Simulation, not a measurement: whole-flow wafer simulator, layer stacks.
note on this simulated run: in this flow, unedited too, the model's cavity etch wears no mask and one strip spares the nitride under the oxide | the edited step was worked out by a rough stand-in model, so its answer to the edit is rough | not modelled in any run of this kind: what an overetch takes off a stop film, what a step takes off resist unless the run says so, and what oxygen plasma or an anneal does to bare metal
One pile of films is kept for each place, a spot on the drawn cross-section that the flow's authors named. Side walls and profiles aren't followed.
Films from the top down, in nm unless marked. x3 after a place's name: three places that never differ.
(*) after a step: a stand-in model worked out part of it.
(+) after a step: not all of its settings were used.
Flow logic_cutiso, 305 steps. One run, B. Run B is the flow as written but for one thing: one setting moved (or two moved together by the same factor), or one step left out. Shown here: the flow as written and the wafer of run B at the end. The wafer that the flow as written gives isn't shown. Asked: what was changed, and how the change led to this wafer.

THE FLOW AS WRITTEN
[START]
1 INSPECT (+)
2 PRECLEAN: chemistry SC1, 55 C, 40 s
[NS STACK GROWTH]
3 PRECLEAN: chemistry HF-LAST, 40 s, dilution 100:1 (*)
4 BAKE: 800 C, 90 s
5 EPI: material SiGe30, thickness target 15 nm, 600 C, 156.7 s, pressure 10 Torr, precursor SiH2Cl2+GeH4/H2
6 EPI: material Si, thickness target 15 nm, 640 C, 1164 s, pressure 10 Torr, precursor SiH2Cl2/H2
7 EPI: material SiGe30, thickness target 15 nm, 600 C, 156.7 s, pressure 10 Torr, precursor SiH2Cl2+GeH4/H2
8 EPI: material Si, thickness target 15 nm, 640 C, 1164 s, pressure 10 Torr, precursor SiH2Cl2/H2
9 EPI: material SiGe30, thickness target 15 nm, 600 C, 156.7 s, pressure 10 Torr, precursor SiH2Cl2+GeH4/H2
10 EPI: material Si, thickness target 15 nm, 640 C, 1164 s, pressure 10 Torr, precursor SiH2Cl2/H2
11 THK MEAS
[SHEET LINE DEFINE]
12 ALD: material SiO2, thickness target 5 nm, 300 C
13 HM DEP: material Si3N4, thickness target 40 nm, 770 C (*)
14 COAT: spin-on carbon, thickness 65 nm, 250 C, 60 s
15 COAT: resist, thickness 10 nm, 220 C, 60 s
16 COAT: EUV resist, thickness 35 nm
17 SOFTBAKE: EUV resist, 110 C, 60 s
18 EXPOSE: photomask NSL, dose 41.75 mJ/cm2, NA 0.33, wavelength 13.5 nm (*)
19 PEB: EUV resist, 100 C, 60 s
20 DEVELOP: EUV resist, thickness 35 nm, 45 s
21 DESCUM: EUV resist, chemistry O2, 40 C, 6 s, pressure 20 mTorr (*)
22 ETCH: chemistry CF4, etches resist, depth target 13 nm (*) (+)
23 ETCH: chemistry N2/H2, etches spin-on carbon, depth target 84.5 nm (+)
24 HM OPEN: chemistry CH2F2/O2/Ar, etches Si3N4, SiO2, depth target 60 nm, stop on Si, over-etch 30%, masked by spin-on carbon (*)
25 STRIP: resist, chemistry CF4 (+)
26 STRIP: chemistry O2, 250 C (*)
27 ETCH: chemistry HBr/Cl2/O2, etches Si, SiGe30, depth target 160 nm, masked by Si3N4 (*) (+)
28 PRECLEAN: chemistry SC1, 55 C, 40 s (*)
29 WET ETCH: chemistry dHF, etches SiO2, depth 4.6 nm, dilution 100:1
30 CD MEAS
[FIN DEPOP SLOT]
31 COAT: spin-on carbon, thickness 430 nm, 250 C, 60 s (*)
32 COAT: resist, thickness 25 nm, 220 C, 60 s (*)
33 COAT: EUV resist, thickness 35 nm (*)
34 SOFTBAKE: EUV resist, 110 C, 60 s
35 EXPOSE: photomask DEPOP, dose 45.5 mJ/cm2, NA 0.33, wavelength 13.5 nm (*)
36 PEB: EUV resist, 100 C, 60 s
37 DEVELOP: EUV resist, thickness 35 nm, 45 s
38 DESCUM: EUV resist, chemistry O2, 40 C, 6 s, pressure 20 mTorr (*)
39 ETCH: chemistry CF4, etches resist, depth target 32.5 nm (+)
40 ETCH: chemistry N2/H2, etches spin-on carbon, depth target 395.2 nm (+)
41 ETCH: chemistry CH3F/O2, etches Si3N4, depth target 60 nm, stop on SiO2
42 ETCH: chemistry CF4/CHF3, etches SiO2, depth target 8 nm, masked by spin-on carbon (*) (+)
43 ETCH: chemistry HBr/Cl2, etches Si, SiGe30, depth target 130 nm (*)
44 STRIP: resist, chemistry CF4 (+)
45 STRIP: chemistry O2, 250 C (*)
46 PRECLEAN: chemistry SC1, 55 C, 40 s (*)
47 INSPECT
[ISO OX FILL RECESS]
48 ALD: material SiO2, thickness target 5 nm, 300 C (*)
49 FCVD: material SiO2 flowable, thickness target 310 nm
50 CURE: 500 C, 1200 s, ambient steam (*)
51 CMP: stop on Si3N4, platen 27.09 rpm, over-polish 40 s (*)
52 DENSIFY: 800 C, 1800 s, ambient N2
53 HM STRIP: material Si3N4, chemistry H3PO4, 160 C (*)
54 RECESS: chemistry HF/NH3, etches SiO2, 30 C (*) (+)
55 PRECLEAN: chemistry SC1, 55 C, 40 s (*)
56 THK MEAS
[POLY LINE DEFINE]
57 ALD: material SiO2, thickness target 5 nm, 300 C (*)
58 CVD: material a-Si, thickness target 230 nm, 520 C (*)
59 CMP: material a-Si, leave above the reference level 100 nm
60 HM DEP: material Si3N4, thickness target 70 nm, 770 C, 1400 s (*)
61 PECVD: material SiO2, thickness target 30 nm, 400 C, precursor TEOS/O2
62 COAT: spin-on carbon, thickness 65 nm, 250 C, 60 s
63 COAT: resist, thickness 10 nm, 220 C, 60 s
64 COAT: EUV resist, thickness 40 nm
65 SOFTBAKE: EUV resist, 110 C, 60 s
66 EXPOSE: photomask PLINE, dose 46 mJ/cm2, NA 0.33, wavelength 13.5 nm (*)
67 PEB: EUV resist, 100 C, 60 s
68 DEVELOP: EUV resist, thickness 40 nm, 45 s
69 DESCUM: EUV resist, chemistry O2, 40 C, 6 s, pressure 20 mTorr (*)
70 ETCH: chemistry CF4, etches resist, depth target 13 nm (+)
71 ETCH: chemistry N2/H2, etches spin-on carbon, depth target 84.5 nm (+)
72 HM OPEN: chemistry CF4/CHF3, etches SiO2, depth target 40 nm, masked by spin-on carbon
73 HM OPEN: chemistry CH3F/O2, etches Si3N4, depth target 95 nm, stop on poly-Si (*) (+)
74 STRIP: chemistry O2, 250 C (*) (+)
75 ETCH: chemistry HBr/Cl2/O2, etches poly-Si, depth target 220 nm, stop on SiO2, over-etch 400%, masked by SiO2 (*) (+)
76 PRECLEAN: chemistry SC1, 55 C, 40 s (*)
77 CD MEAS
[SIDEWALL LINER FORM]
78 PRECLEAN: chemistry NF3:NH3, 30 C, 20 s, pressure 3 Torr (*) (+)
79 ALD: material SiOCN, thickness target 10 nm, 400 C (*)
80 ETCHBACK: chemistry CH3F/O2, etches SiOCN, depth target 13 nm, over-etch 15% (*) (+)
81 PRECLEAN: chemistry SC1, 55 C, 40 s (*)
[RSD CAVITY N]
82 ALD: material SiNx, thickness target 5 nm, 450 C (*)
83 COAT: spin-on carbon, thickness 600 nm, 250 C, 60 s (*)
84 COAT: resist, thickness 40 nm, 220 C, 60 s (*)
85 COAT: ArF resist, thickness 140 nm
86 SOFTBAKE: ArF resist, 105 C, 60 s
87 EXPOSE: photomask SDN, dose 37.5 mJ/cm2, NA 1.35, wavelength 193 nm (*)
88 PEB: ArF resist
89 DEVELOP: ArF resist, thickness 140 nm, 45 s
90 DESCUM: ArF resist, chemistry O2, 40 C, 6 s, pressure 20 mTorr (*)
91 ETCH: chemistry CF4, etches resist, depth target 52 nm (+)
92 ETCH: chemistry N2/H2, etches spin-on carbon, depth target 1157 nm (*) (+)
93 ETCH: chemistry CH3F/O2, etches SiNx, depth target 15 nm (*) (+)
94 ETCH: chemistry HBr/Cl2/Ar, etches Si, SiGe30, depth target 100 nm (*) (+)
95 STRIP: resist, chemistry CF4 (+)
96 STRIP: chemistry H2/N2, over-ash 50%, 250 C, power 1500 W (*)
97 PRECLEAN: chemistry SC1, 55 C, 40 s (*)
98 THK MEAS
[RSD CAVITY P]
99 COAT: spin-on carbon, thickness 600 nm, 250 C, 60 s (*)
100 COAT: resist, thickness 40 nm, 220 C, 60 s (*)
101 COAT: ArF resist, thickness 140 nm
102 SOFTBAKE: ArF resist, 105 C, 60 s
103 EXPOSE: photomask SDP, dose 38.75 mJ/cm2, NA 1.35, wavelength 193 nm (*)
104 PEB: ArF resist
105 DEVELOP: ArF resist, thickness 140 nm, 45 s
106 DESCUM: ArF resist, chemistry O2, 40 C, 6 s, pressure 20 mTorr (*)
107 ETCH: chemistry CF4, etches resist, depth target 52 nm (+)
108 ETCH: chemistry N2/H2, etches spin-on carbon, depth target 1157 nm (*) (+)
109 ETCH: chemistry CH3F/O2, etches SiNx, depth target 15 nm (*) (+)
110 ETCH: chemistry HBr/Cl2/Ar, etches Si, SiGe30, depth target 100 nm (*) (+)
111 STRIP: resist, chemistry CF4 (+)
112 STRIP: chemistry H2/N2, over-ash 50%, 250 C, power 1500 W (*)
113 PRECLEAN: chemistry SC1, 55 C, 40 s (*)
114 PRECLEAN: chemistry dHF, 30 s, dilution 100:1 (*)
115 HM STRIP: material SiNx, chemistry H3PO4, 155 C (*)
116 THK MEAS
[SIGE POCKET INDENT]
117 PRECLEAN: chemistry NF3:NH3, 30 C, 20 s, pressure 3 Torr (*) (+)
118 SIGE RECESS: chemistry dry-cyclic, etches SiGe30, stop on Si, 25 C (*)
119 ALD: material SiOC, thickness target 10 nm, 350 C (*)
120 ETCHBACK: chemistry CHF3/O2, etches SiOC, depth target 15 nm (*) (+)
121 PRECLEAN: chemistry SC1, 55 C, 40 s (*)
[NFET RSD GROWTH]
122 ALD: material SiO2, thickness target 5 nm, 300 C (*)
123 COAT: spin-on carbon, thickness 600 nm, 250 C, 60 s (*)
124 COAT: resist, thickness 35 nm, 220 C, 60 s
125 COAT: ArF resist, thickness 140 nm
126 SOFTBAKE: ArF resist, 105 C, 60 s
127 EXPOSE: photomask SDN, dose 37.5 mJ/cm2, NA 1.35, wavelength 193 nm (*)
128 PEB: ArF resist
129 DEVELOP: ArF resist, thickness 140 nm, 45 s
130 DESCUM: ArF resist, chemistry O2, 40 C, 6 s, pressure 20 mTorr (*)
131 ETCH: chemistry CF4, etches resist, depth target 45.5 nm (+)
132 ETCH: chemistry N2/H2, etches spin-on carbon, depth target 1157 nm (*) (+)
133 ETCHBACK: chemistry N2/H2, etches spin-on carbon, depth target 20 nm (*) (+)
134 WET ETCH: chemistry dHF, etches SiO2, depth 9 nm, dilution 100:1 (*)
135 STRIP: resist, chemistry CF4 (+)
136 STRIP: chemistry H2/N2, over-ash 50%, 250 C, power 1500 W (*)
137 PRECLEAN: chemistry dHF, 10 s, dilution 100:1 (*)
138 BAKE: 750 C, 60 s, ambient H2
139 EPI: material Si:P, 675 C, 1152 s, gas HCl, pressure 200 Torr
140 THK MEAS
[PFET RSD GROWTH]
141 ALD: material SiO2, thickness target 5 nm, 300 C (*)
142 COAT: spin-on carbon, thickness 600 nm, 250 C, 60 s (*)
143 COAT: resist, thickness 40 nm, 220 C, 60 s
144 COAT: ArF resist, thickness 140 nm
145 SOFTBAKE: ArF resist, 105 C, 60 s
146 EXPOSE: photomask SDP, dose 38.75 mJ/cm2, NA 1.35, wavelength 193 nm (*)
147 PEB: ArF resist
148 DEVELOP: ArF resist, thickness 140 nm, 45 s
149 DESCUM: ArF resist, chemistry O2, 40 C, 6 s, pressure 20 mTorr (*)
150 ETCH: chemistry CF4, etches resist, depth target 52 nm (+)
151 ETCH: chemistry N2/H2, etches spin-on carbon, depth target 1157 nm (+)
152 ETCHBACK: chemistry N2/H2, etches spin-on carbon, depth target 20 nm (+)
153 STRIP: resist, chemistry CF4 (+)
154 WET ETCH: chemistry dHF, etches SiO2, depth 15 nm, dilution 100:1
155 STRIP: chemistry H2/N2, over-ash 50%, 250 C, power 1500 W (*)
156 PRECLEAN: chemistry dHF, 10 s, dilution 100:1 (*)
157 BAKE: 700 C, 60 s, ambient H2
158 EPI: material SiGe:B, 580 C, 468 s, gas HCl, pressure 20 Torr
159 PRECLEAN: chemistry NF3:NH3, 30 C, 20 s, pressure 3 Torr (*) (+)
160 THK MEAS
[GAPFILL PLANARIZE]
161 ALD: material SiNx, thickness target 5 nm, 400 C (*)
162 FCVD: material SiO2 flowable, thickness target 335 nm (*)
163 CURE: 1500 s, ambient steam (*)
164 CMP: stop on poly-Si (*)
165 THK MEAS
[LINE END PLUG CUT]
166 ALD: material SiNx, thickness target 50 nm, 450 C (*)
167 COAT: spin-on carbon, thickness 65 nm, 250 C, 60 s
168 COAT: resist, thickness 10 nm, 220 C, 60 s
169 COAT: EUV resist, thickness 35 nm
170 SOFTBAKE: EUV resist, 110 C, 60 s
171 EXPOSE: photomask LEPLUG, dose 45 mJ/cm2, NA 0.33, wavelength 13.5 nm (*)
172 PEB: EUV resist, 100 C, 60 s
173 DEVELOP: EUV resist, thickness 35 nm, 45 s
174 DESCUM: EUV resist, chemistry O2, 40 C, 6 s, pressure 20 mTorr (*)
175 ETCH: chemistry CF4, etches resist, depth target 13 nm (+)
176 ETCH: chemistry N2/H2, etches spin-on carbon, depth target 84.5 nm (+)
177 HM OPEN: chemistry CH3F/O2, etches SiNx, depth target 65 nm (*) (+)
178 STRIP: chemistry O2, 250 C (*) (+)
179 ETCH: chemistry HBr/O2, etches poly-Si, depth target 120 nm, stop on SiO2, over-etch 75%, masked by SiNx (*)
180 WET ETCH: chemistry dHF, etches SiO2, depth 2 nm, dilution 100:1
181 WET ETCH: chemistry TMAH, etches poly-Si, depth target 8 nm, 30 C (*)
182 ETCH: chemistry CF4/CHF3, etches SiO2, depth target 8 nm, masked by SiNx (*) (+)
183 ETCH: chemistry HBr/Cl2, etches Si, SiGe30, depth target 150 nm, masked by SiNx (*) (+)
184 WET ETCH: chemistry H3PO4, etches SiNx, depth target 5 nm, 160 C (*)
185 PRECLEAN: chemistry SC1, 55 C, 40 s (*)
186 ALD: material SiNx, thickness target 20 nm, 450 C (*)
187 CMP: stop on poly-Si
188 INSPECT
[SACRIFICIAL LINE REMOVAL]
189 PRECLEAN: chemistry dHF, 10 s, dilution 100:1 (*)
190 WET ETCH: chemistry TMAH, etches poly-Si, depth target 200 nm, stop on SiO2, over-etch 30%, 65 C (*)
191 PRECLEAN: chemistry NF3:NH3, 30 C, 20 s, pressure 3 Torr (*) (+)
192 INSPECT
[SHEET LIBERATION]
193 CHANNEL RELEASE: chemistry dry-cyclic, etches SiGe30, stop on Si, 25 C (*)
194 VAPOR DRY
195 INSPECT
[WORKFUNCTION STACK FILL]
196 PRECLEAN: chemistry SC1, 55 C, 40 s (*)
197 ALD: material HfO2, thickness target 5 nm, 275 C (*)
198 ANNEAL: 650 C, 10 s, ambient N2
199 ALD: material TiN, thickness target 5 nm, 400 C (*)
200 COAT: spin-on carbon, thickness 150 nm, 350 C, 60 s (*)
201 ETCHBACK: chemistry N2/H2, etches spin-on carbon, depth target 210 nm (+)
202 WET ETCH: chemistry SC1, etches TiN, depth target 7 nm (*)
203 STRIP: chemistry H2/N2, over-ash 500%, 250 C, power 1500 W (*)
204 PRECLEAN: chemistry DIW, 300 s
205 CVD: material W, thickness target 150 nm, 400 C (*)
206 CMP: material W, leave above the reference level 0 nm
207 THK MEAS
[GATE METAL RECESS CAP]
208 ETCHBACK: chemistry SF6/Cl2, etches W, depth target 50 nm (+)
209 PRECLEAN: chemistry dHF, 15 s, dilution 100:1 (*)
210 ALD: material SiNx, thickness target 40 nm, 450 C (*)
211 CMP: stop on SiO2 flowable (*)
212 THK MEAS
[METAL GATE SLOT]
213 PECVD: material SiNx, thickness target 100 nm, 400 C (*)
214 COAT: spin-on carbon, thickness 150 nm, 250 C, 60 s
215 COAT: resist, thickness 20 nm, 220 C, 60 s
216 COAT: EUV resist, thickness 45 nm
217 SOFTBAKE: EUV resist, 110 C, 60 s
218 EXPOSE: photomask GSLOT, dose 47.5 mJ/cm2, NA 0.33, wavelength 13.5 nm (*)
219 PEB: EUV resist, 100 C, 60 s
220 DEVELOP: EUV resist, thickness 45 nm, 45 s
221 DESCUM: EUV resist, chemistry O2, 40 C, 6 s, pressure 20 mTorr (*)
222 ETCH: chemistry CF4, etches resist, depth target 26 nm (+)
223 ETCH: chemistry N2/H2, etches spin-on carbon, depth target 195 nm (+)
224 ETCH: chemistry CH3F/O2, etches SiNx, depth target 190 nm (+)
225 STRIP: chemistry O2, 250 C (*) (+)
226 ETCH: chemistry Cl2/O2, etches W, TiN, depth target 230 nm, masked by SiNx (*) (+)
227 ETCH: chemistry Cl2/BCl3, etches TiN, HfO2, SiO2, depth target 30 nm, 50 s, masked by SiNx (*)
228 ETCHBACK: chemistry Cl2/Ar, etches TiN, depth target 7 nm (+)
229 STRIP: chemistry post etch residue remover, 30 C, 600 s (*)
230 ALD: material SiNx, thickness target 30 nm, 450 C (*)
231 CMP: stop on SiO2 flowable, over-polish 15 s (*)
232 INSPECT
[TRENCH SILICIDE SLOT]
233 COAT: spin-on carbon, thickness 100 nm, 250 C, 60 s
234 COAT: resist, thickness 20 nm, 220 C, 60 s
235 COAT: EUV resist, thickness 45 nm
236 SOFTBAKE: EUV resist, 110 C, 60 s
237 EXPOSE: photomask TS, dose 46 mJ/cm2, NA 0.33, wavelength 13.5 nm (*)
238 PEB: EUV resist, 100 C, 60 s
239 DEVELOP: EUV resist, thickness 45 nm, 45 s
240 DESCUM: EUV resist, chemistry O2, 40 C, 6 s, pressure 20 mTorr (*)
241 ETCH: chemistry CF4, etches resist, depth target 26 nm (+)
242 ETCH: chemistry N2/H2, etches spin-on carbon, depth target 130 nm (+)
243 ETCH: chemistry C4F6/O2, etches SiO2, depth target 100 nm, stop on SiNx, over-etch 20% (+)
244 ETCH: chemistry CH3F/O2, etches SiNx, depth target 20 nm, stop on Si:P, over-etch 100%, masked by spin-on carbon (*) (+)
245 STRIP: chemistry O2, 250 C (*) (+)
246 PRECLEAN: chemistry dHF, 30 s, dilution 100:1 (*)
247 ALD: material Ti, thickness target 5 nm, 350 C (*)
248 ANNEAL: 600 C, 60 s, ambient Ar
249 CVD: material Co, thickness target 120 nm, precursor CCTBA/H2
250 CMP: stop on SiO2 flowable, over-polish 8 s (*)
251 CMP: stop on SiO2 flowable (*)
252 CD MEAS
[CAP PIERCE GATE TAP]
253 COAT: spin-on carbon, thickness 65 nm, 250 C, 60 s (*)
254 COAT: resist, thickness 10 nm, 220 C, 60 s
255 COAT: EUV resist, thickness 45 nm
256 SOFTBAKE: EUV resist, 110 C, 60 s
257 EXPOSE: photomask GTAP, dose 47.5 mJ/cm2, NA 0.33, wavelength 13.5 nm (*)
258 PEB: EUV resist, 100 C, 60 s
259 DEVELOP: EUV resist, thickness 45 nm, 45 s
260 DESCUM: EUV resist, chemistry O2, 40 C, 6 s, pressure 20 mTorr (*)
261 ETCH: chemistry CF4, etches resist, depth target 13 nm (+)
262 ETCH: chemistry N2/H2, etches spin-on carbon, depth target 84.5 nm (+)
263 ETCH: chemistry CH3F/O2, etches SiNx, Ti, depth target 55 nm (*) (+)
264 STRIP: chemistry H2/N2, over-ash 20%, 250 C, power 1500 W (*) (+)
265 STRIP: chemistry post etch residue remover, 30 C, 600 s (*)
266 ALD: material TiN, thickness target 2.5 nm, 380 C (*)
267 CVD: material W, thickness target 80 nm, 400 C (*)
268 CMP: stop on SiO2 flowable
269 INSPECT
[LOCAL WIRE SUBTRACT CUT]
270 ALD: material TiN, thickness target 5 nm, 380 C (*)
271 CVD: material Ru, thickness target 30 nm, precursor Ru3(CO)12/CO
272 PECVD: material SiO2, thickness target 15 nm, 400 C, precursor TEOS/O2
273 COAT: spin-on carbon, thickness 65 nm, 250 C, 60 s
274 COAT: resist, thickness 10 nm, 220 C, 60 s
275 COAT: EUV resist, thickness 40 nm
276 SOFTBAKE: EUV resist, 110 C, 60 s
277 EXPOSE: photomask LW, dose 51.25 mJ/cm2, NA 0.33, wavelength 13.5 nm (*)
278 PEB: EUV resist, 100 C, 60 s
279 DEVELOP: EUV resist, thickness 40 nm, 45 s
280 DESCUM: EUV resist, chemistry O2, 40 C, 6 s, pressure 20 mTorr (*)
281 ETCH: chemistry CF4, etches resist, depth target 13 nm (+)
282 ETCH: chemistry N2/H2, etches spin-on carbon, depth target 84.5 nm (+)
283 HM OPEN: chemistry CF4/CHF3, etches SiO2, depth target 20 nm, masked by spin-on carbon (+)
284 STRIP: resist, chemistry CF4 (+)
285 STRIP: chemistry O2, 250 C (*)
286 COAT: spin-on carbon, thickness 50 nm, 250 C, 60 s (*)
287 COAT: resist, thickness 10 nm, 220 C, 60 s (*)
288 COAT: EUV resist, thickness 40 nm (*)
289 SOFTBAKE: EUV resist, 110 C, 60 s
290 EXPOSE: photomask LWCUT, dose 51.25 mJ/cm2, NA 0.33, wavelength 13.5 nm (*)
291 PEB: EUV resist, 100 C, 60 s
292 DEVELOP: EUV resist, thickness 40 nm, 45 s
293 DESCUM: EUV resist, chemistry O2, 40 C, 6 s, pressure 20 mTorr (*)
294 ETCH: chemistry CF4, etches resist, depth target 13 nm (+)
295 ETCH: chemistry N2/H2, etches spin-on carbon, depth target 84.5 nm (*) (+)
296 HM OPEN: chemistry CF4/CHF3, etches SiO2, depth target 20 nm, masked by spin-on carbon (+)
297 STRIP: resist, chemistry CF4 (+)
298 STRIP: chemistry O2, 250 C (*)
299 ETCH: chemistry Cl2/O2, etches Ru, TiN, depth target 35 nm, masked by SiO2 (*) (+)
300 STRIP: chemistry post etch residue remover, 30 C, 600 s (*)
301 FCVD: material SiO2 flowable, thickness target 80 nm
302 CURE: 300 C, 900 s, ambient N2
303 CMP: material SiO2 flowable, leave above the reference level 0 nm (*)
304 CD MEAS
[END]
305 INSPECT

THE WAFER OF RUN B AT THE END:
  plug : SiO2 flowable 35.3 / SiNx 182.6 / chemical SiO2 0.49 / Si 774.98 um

The cause: step 183, ETCH: depth target 112.5 nm was run, where the flow has depth target 150 nm.

How the change led to this, step by step:
  183 ETCH: chemistry HBr/Cl2, etches Si, SiGe30, depth target 150 nm, masked by SiNx (*) (+)
      depop, dpovl, gfld and 18 more: SiNx -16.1 (as written it would be: SiNx -21.4)
      plug: Si -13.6 (all of it), SiGe30 -15 (all of it), Si -15 (all of it), SiGe30 -15 (all of it), Si -15 (all of it), SiGe30 -15 (all of it), Si -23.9 (as written it would be: Si -13.6 (all of it), SiGe30 -15 (all of it), Si -15 (all of it), SiGe30 -15 (all of it), Si -15 (all of it), SiGe30 -15 (all of it), Si -61.4)
  186 ALD: material SiNx, thickness target 20 nm, 450 C (*)
      plug: SiNx +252 (new film) (as written it would be: SiNx +284.2 (new film))
  187 CMP: stop on poly-Si
      depop, dpovl, gfld and 18 more: SiNx -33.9 (all of it) (as written it would be: SiNx -28.6 (all of it))
      plug: SiNx -33.9 (as written it would be: SiNx -28.6)
